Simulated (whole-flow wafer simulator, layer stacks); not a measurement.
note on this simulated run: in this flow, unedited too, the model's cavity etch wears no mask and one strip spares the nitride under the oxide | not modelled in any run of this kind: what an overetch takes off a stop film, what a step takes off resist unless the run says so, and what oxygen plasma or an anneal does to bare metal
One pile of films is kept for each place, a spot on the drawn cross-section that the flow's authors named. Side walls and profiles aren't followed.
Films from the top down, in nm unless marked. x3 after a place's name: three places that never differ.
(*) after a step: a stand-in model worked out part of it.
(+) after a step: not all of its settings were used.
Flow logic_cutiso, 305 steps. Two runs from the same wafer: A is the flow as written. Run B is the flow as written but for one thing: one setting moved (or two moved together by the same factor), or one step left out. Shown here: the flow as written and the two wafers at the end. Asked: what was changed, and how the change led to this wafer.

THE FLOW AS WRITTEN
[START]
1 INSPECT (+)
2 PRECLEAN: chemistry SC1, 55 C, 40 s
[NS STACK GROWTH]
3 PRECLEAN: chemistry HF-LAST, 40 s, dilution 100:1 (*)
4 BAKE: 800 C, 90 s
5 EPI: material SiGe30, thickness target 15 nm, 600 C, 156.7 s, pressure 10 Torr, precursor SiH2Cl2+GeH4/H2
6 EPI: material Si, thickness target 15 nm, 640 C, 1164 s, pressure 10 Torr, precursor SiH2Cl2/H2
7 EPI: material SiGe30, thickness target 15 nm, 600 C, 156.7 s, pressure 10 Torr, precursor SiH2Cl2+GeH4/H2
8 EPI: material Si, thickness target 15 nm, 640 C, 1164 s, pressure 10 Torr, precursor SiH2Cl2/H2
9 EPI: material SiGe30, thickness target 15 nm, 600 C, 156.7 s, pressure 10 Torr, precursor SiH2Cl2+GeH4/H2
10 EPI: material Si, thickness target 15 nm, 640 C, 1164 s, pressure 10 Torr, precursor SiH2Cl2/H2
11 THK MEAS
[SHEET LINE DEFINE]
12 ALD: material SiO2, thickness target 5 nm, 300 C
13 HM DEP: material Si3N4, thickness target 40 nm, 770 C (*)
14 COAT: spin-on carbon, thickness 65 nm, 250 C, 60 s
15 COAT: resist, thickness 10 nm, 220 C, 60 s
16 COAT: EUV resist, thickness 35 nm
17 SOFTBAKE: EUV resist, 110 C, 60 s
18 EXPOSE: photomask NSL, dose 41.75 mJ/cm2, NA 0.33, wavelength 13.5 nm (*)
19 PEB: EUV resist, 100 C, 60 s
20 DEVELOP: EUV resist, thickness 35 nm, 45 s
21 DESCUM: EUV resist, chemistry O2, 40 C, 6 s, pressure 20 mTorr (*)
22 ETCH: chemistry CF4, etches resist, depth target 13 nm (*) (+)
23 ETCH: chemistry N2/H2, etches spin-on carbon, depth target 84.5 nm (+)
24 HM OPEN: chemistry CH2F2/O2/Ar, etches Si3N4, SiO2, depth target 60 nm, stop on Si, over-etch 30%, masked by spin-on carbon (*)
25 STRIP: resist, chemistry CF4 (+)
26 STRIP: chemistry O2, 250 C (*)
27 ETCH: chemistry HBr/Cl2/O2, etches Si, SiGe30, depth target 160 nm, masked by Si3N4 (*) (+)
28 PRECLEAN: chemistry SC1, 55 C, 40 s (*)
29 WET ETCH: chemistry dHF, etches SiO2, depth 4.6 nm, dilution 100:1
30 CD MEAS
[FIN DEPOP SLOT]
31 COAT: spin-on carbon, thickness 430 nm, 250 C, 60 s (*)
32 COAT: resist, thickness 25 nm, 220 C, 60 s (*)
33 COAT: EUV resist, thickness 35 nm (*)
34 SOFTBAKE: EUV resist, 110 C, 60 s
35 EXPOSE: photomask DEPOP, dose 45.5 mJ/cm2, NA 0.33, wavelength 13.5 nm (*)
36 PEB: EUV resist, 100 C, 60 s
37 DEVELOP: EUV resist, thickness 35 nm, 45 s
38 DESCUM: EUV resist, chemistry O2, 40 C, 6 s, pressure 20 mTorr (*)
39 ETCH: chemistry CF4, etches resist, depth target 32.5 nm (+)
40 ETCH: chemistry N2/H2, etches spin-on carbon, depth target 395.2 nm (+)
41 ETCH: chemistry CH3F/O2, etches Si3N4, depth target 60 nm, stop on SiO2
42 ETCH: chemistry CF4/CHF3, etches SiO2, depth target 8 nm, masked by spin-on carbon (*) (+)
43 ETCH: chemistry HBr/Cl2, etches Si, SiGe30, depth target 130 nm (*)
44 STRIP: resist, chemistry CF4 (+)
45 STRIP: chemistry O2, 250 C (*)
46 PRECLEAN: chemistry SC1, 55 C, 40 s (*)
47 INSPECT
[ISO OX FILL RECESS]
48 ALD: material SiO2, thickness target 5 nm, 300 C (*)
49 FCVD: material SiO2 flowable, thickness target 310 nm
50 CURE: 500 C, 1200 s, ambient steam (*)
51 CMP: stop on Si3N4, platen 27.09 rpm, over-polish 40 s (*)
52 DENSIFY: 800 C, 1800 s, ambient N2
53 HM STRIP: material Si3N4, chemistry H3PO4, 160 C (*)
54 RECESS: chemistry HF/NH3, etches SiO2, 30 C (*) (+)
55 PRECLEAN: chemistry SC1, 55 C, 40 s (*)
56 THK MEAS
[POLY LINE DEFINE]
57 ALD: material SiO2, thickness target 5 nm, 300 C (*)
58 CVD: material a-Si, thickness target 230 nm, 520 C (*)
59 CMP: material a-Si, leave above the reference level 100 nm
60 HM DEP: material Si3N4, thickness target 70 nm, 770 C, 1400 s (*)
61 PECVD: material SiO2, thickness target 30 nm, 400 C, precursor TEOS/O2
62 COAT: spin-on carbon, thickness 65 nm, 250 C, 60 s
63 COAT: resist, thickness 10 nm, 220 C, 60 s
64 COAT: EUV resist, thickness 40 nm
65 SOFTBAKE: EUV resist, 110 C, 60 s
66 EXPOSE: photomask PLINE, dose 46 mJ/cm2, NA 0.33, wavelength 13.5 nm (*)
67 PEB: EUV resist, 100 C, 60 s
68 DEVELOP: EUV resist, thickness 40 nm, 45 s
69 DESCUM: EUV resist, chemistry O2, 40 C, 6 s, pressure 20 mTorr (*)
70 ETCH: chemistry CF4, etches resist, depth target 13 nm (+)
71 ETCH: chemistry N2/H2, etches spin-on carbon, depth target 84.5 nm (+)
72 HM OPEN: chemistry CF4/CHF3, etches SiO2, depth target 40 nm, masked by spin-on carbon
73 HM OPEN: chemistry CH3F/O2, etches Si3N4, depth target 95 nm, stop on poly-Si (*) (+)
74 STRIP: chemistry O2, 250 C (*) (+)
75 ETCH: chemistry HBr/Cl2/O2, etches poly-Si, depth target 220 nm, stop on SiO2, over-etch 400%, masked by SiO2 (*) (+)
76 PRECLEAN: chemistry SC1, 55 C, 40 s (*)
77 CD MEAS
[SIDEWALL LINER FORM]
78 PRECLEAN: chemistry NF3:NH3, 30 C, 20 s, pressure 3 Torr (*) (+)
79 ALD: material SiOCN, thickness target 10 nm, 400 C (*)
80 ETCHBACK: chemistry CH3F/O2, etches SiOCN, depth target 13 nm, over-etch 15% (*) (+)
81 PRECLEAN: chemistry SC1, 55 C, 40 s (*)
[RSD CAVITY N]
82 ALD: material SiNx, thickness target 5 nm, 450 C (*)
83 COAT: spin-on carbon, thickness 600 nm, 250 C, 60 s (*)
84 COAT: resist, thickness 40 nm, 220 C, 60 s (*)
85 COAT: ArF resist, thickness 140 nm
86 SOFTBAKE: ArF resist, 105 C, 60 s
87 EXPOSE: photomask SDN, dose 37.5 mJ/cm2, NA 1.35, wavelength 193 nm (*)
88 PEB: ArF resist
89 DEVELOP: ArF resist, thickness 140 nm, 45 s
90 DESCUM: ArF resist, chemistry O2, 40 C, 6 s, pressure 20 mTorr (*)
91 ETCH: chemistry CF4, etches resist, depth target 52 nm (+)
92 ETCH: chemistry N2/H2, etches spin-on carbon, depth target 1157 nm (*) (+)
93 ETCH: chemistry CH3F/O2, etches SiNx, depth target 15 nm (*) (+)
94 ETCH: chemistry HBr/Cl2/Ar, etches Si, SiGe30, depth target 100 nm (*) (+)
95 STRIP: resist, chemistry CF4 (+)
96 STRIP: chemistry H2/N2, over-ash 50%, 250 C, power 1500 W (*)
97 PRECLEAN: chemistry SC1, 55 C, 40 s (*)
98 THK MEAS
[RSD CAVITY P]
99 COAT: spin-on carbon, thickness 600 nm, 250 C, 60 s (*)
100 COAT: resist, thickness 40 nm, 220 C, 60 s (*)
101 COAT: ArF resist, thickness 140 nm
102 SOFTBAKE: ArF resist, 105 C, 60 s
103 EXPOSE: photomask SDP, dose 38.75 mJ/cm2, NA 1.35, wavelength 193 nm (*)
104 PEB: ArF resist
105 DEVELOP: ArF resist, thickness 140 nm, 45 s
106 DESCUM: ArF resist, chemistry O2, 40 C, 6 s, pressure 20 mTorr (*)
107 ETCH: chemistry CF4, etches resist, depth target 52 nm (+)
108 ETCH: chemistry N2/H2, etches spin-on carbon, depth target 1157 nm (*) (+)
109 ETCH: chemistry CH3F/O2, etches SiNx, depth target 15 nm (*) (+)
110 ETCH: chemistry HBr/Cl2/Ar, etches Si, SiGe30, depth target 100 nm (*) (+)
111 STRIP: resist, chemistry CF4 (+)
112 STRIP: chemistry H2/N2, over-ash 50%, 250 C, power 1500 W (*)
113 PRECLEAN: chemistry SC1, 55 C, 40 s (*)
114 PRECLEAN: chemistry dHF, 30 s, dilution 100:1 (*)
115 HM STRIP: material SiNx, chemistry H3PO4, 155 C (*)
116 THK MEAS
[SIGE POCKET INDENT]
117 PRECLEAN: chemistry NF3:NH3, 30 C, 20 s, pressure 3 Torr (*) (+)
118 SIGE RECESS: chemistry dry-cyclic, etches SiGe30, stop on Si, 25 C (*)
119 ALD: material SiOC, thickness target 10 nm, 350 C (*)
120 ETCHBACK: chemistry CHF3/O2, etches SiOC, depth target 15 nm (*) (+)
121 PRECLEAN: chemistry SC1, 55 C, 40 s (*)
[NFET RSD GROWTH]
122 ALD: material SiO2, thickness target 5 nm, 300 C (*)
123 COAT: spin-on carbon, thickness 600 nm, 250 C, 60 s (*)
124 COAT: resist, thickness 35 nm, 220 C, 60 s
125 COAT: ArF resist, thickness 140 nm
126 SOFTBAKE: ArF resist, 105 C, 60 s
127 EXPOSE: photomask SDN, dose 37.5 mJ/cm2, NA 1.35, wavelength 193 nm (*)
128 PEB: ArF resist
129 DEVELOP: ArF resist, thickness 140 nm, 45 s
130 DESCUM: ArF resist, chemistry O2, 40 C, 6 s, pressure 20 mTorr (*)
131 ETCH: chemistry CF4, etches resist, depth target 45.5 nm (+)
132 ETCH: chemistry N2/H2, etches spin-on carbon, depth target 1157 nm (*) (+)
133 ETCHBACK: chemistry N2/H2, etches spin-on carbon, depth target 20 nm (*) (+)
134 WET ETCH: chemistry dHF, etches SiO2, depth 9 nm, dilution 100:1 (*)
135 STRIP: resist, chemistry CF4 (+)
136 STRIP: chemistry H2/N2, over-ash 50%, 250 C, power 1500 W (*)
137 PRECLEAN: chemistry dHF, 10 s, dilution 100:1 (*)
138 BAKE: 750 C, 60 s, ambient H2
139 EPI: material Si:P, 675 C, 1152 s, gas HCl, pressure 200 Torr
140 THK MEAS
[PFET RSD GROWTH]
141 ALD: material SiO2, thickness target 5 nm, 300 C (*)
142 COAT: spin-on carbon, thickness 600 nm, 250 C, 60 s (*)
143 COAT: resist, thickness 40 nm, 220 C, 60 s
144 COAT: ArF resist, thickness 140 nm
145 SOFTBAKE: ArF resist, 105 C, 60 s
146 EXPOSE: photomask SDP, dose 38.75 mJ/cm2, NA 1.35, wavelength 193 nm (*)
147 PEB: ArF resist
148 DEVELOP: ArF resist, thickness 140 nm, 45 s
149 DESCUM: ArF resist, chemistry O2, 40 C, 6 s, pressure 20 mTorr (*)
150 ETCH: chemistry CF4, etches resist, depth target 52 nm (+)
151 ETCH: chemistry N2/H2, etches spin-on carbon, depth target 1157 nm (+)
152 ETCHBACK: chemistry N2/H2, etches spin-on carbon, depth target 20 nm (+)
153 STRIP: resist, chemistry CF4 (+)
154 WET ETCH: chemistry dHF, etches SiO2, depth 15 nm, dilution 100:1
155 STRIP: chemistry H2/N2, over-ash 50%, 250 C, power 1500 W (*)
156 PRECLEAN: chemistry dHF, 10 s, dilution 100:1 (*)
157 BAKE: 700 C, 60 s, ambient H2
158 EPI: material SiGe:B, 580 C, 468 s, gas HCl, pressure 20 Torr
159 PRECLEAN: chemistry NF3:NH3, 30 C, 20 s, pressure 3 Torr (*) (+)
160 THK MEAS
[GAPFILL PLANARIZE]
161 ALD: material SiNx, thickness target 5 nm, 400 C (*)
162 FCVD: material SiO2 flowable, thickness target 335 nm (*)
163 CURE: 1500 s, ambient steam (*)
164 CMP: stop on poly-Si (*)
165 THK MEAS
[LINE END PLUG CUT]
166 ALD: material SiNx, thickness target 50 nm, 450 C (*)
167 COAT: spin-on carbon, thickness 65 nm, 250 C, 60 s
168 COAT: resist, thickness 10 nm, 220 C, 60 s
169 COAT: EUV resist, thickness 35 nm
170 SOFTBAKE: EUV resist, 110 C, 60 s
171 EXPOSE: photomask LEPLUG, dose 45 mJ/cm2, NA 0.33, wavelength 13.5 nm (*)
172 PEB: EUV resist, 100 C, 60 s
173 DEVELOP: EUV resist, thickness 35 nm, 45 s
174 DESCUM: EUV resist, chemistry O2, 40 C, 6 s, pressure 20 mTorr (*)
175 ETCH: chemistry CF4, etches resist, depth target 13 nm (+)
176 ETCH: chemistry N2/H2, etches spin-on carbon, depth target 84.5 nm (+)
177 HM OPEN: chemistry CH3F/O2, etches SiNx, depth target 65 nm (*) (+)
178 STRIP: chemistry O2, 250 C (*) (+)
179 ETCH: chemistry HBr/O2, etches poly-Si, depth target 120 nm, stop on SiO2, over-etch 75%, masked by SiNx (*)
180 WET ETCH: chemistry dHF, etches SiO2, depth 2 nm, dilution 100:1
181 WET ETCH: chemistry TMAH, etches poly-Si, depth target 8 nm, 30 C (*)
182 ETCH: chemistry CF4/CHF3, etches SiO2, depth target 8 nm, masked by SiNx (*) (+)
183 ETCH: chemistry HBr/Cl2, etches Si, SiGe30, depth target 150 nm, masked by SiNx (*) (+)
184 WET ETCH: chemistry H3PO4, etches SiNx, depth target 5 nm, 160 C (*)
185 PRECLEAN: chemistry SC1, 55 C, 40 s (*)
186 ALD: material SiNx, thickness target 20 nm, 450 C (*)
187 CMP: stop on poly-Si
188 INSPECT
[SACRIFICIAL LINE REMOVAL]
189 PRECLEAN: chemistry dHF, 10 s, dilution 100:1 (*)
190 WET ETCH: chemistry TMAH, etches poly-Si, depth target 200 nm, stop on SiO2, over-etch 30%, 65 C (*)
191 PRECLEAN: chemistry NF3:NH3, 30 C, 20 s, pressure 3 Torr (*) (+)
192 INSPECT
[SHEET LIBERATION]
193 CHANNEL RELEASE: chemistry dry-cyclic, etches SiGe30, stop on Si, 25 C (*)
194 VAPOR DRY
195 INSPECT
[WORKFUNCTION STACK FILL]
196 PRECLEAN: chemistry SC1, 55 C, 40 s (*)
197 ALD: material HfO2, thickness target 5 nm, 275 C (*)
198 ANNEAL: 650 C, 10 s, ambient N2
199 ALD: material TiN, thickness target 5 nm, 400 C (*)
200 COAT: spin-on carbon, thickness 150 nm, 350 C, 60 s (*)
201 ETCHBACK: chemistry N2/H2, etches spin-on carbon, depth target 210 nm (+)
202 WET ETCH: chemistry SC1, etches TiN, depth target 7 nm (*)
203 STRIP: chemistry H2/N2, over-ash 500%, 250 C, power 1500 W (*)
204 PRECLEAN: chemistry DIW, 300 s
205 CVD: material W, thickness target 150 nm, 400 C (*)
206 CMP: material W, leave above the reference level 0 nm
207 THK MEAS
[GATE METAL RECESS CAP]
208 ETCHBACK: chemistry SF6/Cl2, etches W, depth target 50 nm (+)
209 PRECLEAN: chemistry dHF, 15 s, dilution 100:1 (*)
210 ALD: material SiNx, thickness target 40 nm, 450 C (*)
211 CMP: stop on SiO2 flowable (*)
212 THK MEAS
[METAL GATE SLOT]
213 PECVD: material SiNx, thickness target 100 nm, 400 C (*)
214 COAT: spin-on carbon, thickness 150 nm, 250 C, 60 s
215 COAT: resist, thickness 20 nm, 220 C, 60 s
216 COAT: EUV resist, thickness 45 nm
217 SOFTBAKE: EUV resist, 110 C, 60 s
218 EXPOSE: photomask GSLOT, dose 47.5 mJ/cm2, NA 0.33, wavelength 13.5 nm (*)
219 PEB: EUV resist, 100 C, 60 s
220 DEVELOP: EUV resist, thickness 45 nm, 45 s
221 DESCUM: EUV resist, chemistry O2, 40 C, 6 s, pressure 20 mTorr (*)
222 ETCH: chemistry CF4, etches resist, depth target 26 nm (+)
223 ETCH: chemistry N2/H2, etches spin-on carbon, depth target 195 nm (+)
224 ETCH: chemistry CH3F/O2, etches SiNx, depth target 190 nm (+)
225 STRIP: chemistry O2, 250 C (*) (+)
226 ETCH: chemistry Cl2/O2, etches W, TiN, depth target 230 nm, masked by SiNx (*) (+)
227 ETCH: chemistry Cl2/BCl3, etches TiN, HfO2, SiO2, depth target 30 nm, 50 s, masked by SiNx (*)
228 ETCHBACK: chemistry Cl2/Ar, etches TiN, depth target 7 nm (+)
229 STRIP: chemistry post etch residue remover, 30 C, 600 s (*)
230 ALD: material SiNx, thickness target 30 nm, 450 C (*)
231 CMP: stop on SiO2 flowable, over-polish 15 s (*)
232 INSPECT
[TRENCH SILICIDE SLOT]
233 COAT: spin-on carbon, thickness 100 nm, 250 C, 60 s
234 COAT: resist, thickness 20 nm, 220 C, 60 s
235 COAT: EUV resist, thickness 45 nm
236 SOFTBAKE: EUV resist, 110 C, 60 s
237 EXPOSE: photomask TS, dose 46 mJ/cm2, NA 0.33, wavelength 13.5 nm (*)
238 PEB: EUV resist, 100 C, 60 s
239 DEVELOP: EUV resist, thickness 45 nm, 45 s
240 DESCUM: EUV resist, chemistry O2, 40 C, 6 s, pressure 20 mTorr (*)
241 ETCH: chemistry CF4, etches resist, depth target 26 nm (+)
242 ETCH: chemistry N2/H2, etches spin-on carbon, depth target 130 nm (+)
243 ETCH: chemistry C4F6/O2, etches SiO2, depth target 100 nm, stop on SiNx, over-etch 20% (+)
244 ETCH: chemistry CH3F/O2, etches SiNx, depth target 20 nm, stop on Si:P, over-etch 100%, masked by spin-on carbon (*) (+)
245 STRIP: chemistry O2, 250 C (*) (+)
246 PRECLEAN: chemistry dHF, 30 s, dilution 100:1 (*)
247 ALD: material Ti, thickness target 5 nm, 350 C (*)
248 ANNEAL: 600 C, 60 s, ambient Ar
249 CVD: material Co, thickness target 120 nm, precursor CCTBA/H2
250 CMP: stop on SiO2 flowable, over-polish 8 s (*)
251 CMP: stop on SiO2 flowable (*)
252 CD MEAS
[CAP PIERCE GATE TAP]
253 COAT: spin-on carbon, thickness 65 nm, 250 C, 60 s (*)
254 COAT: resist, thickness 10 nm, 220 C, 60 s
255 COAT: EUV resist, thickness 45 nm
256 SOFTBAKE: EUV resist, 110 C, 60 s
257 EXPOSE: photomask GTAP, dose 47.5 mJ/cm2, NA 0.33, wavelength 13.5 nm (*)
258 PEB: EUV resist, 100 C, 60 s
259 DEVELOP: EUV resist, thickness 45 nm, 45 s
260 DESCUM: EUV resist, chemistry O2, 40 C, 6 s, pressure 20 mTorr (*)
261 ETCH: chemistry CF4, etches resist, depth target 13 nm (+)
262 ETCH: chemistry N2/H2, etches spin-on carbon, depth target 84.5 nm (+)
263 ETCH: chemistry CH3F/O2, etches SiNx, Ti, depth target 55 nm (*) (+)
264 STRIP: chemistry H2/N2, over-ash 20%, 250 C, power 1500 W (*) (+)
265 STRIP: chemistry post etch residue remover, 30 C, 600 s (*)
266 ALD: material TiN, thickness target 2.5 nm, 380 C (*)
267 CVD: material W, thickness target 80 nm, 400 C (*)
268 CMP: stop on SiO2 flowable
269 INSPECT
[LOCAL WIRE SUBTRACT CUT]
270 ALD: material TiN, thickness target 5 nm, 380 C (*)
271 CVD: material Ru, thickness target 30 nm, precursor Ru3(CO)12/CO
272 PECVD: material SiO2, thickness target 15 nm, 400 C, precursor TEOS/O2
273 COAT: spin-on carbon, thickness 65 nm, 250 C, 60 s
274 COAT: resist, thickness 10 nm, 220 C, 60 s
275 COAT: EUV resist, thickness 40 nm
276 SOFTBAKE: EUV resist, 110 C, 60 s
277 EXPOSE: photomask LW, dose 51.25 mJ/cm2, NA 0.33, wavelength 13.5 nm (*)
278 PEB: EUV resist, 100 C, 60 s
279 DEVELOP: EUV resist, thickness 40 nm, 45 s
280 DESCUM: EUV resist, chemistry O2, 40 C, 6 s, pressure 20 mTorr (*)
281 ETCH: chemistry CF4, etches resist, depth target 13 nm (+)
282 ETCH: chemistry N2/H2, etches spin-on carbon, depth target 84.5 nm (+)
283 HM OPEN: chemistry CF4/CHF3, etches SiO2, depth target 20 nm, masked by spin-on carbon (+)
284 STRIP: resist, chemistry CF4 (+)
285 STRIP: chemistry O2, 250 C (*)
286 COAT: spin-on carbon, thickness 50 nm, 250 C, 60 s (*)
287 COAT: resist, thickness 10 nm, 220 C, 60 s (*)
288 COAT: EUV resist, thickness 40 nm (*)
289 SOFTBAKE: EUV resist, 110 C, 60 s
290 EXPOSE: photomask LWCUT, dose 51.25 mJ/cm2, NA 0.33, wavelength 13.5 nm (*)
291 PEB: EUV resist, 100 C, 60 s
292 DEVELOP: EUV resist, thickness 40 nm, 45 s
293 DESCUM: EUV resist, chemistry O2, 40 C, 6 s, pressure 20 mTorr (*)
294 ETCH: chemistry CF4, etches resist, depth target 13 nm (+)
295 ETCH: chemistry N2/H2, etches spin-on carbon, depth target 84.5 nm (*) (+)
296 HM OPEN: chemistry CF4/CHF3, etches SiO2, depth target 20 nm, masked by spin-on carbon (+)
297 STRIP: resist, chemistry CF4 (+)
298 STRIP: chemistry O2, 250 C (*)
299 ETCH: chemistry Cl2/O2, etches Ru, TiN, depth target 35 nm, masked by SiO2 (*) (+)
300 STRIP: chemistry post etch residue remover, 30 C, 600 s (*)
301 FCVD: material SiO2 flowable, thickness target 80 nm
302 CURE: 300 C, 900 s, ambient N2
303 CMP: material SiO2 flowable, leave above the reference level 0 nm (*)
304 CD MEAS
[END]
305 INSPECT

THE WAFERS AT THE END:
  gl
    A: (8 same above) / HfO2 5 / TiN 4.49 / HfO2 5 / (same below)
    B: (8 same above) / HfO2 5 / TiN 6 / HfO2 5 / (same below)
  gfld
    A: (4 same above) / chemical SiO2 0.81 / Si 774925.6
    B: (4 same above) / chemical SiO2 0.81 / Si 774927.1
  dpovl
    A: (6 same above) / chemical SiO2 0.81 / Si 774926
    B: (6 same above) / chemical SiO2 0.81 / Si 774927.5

The cause: step 9, EPI: thickness target 16.5 nm was run, where the flow has thickness target 15 nm; step 9, EPI: 172.4 s was run, where the flow has 156.7 s.

How the change led to this, step by step:
  9 EPI: material SiGe30, thickness target 15 nm, 600 C, 156.7 s, pressure 10 Torr, precursor SiH2Cl2+GeH4/H2
      depop, dpovl, gfld and 19 more: A SiGe30 +15 (new film) | B SiGe30 +16.5 (new film)
  27 ETCH: chemistry HBr/Cl2/O2, etches Si, SiGe30, depth target 160 nm, masked by Si3N4 (*) (+)
      gfld, gxf, iso, lnri: A chemical SiO2 -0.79 (all of it), Si -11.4 (all of it), SiGe30 -15 (all of it), Si -15 (all of it), SiGe30 -15 (all of it), Si -15 (all of it), SiGe30 -15 (all of it), Si -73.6 | B chemical SiO2 -0.79 (all of it), Si -11.4 (all of it), SiGe30 -16.5 (all of it), Si -15 (all of it), SiGe30 -15 (all of it), Si -15 (all of it), SiGe30 -15 (all of it), Si -72.1
      dpovl, nsgap: A chemical SiO2 -0.79 (all of it), Si -11.8 (all of it), SiGe30 -15 (all of it), Si -15 (all of it), SiGe30 -15 (all of it), Si -15 (all of it), SiGe30 -15 (all of it), Si -73.2 | B chemical SiO2 -0.79 (all of it), Si -11.8 (all of it), SiGe30 -16.5 (all of it), Si -15 (all of it), SiGe30 -15 (all of it), Si -15 (all of it), SiGe30 -15 (all of it), Si -71.7
      (and at 1 more place)
  43 ETCH: chemistry HBr/Cl2, etches Si, SiGe30, depth target 130 nm (*)
      depop: A Si -14 (all of it), SiGe30 -15 (all of it), Si -15 (all of it), SiGe30 -15 (all of it), Si -15 (all of it), SiGe30 -15 (all of it), Si -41 | B Si -14 (all of it), SiGe30 -16.5 (all of it), Si -15 (all of it), SiGe30 -15 (all of it), Si -15 (all of it), SiGe30 -15 (all of it), Si -39.5
  94 ETCH: chemistry HBr/Cl2/Ar, etches Si, SiGe30, depth target 100 nm (*) (+)
      rsdn, rsdx: A chemical SiO2 -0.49 (all of it), Si -12.8 (all of it), SiGe30 -15 (all of it), Si -15 (all of it), SiGe30 -15 (all of it), Si -15 (all of it), SiGe30 -15 (all of it), Si -12.2 | B chemical SiO2 -0.49 (all of it), Si -12.8 (all of it), SiGe30 -16.5 (all of it), Si -15 (all of it), SiGe30 -15 (all of it), Si -15 (all of it), SiGe30 -15 (all of it), Si -10.7
  110 ETCH: chemistry HBr/Cl2/Ar, etches Si, SiGe30, depth target 100 nm (*) (+)
      rsdp, rsdw: A chemical SiO2 -0.49 (all of it), Si -12.8 (all of it), SiGe30 -15 (all of it), Si -15 (all of it), SiGe30 -15 (all of it), Si -15 (all of it), SiGe30 -15 (all of it), Si -12.2 | B chemical SiO2 -0.49 (all of it), Si -12.8 (all of it), SiGe30 -16.5 (all of it), Si -15 (all of it), SiGe30 -15 (all of it), Si -15 (all of it), SiGe30 -15 (all of it), Si -10.7
  118 SIGE RECESS: chemistry dry-cyclic, etches SiGe30, stop on Si, 25 C (*)
      lnr, lnrp, lnrt: A SiOCN -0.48, Si -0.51, cavity +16 (new film), SiGe30 -15 (all of it), Si -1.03, cavity +16 (new film), SiGe30 -15 (all of it), Si -1.03, cavity +16 (new film), SiGe30 -15 (all of it), Si -0.51 | B SiOCN -0.48, Si -0.51, cavity +17.5 (new film), SiGe30 -16.5 (all of it), Si -1.03, cavity +16 (new film), SiGe30 -15 (all of it), Si -1.03, cavity +16 (new film), SiGe30 -15 (all of it), Si -0.51
  119 ALD: material SiOC, thickness target 10 nm, 350 C (*)
      lnr, lnrp, lnrt: A SiOC +10 (new film), SiOC +16 (new film), cavity -16 (all of it), SiOC +16 (new film), cavity -16 (all of it), SiOC +16 (new film), cavity -16 (all of it) | B SiOC +10 (new film), SiOC +17.5 (new film), cavity -17.5 (all of it), SiOC +16 (new film), cavity -16 (all of it), SiOC +16 (new film), cavity -16 (all of it)
  183 ETCH: chemistry HBr/Cl2, etches Si, SiGe30, depth target 150 nm, masked by SiNx (*) (+)
      plug: A Si -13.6 (all of it), SiGe30 -15 (all of it), Si -15 (all of it), SiGe30 -15 (all of it), Si -15 (all of it), SiGe30 -15 (all of it), Si -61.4 | B Si -13.6 (all of it), SiGe30 -16.5 (all of it), Si -15 (all of it), SiGe30 -15 (all of it), Si -15 (all of it), SiGe30 -15 (all of it), Si -59.9
  193 CHANNEL RELEASE: chemistry dry-cyclic, etches SiGe30, stop on Si, 25 C (*)
      gl, glp, gxn, gxp, ns, tap: A chemical SiO2 +0.8 (new film), Si -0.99, chemical SiO2 +0.8 (new film), cavity +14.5 (new film), chemical SiO2 +0.8 (new film), SiGe30 -15 (all of it), Si -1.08, chemical SiO2 +0.8 (new film), cavity +14.5 (new film), chemical SiO2 +0.8 (new film), SiGe30 -15 (all of it), Si -1.08, chemical SiO2 +0.8 (new film), cavity +14.5 (new film), chemical SiO2 +0.8 (new film), SiGe30 -15 (all of it), Si -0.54 | B chemical SiO2 +0.8 (new film), Si -0.99, chemical SiO2 +0.8 (new film), cavity +16 (new film), chemical SiO2 +0.8 (new film), SiGe30 -16.5 (all of it), Si -1.08, chemical SiO2 +0.8 (new film), cavity +14.5 (new film), chemical SiO2 +0.8 (new film), SiGe30 -15 (all of it), Si -1.08, chemical SiO2 +0.8 (new film), cavity +14.5 (new film), chemical SiO2 +0.8 (new film), SiGe30 -15 (all of it), Si -0.54
  199 ALD: material TiN, thickness target 5 nm, 400 C (*)
      gl, glp, tap: A TiN +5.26 (new film), TiN +4.49 (new film), cavity -4.49 (all of it), TiN +4.49 (new film), cavity -4.49 (all of it), TiN +4.49 (new film), cavity -4.49 (all of it) | B TiN +5.26 (new film), TiN +6 (new film), cavity -6 (all of it), TiN +4.49 (new film), cavity -4.49 (all of it), TiN +4.49 (new film), cavity -4.49 (all of it)
      gxn, gxp, ns: A TiN +5 (new film), TiN +4.49 (new film), cavity -4.49 (all of it), TiN +4.49 (new film), cavity -4.49 (all of it), TiN +4.49 (new film), cavity -4.49 (all of it) | B TiN +5 (new film), TiN +6 (new film), cavity -6 (all of it), TiN +4.49 (new film), cavity -4.49 (all of it), TiN +4.49 (new film), cavity -4.49 (all of it)
